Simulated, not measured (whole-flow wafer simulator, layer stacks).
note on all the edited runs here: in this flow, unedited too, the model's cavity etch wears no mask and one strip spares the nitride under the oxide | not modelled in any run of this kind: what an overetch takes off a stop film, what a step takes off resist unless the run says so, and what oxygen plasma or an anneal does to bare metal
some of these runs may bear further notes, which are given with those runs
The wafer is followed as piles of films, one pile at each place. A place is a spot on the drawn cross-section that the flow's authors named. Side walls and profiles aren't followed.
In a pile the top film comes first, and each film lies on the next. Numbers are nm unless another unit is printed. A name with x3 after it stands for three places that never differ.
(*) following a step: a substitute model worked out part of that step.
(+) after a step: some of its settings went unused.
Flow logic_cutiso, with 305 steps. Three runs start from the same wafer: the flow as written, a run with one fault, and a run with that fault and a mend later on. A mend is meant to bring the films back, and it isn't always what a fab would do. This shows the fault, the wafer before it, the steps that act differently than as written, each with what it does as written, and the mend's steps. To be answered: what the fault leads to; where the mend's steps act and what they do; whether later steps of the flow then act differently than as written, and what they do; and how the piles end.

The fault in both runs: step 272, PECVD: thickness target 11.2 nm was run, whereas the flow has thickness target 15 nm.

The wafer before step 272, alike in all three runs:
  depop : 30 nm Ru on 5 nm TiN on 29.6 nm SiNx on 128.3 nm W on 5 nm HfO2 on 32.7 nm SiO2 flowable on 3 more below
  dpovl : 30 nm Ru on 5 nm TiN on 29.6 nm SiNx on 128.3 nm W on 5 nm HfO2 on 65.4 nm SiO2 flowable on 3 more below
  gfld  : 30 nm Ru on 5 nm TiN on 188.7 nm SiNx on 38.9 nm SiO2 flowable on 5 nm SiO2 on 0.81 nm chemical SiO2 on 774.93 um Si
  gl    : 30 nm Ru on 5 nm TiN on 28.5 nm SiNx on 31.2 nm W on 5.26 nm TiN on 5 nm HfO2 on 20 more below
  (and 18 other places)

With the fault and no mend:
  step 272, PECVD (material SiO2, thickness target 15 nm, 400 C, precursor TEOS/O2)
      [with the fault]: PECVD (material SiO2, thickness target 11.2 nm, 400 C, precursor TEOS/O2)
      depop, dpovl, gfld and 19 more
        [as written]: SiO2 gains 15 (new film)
        [with the fault]: SiO2 gains 11.2 (new film)
  Steps later in the flow that act otherwise than as written (5 more steps, not shown, differ only slightly: by at most 2% or 0.5 nm, whichever is larger):
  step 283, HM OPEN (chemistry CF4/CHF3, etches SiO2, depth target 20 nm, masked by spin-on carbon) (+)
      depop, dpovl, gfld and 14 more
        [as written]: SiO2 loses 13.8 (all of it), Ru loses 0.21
        [with the fault]: SiO2 loses 10 (all of it), Ru loses 0.17
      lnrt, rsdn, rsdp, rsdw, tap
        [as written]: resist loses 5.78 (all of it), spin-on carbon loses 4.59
        [with the fault]: resist loses 5.78 (all of it), spin-on carbon loses 2.99
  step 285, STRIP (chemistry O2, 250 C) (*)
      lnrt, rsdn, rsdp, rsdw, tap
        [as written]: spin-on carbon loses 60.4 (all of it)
        [with the fault]: spin-on carbon loses 62 (all of it)
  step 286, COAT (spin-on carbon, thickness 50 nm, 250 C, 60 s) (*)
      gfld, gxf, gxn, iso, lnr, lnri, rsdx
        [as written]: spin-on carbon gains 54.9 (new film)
        [with the fault]: spin-on carbon gains 53.7 (new film)
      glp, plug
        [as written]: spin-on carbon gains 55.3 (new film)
        [with the fault]: spin-on carbon gains 54 (new film)
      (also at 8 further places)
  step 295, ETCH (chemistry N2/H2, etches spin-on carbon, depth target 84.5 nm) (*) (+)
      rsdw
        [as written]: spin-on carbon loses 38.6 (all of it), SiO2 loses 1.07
        [with the fault]: spin-on carbon loses 41.1 (all of it), SiO2 loses 1.14
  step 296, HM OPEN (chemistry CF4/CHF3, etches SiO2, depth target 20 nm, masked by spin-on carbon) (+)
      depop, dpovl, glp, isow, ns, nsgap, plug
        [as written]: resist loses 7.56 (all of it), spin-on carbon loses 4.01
        [with the fault]: resist loses 7.31 (all of it), spin-on carbon loses 2.51
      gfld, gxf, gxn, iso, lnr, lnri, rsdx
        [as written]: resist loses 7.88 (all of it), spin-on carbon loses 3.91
        [with the fault]: resist loses 7.55 (all of it), spin-on carbon loses 2.43
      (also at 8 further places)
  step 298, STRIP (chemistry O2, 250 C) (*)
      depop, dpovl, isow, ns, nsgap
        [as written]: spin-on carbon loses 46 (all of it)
        [with the fault]: spin-on carbon loses 47.5 (all of it)
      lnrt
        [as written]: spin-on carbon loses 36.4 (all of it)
        [with the fault]: spin-on carbon loses 40.3 (all of it)
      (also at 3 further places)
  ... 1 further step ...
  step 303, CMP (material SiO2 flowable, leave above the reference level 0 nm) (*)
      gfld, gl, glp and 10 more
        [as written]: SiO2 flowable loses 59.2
        [with the fault]: SiO2 flowable loses 58
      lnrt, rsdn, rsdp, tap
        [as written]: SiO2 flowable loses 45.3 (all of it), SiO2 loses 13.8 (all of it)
        [with the fault]: SiO2 flowable loses 48 (all of it), SiO2 loses 10 (all of it)
  The piles end only slightly different from the flow's at the places that both follow, by no more than 2% or 0.5 nm, whichever is larger.

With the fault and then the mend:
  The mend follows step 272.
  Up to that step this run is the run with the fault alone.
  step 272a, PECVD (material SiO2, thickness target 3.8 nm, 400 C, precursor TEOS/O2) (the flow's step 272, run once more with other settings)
      depop, dpovl, gfld and 19 more
        SiO2 gains 3.8
  Every later step of the flow that is run acts as written at every place that is followed.
  By the end, the piles equal the flow's at every place that both follow.
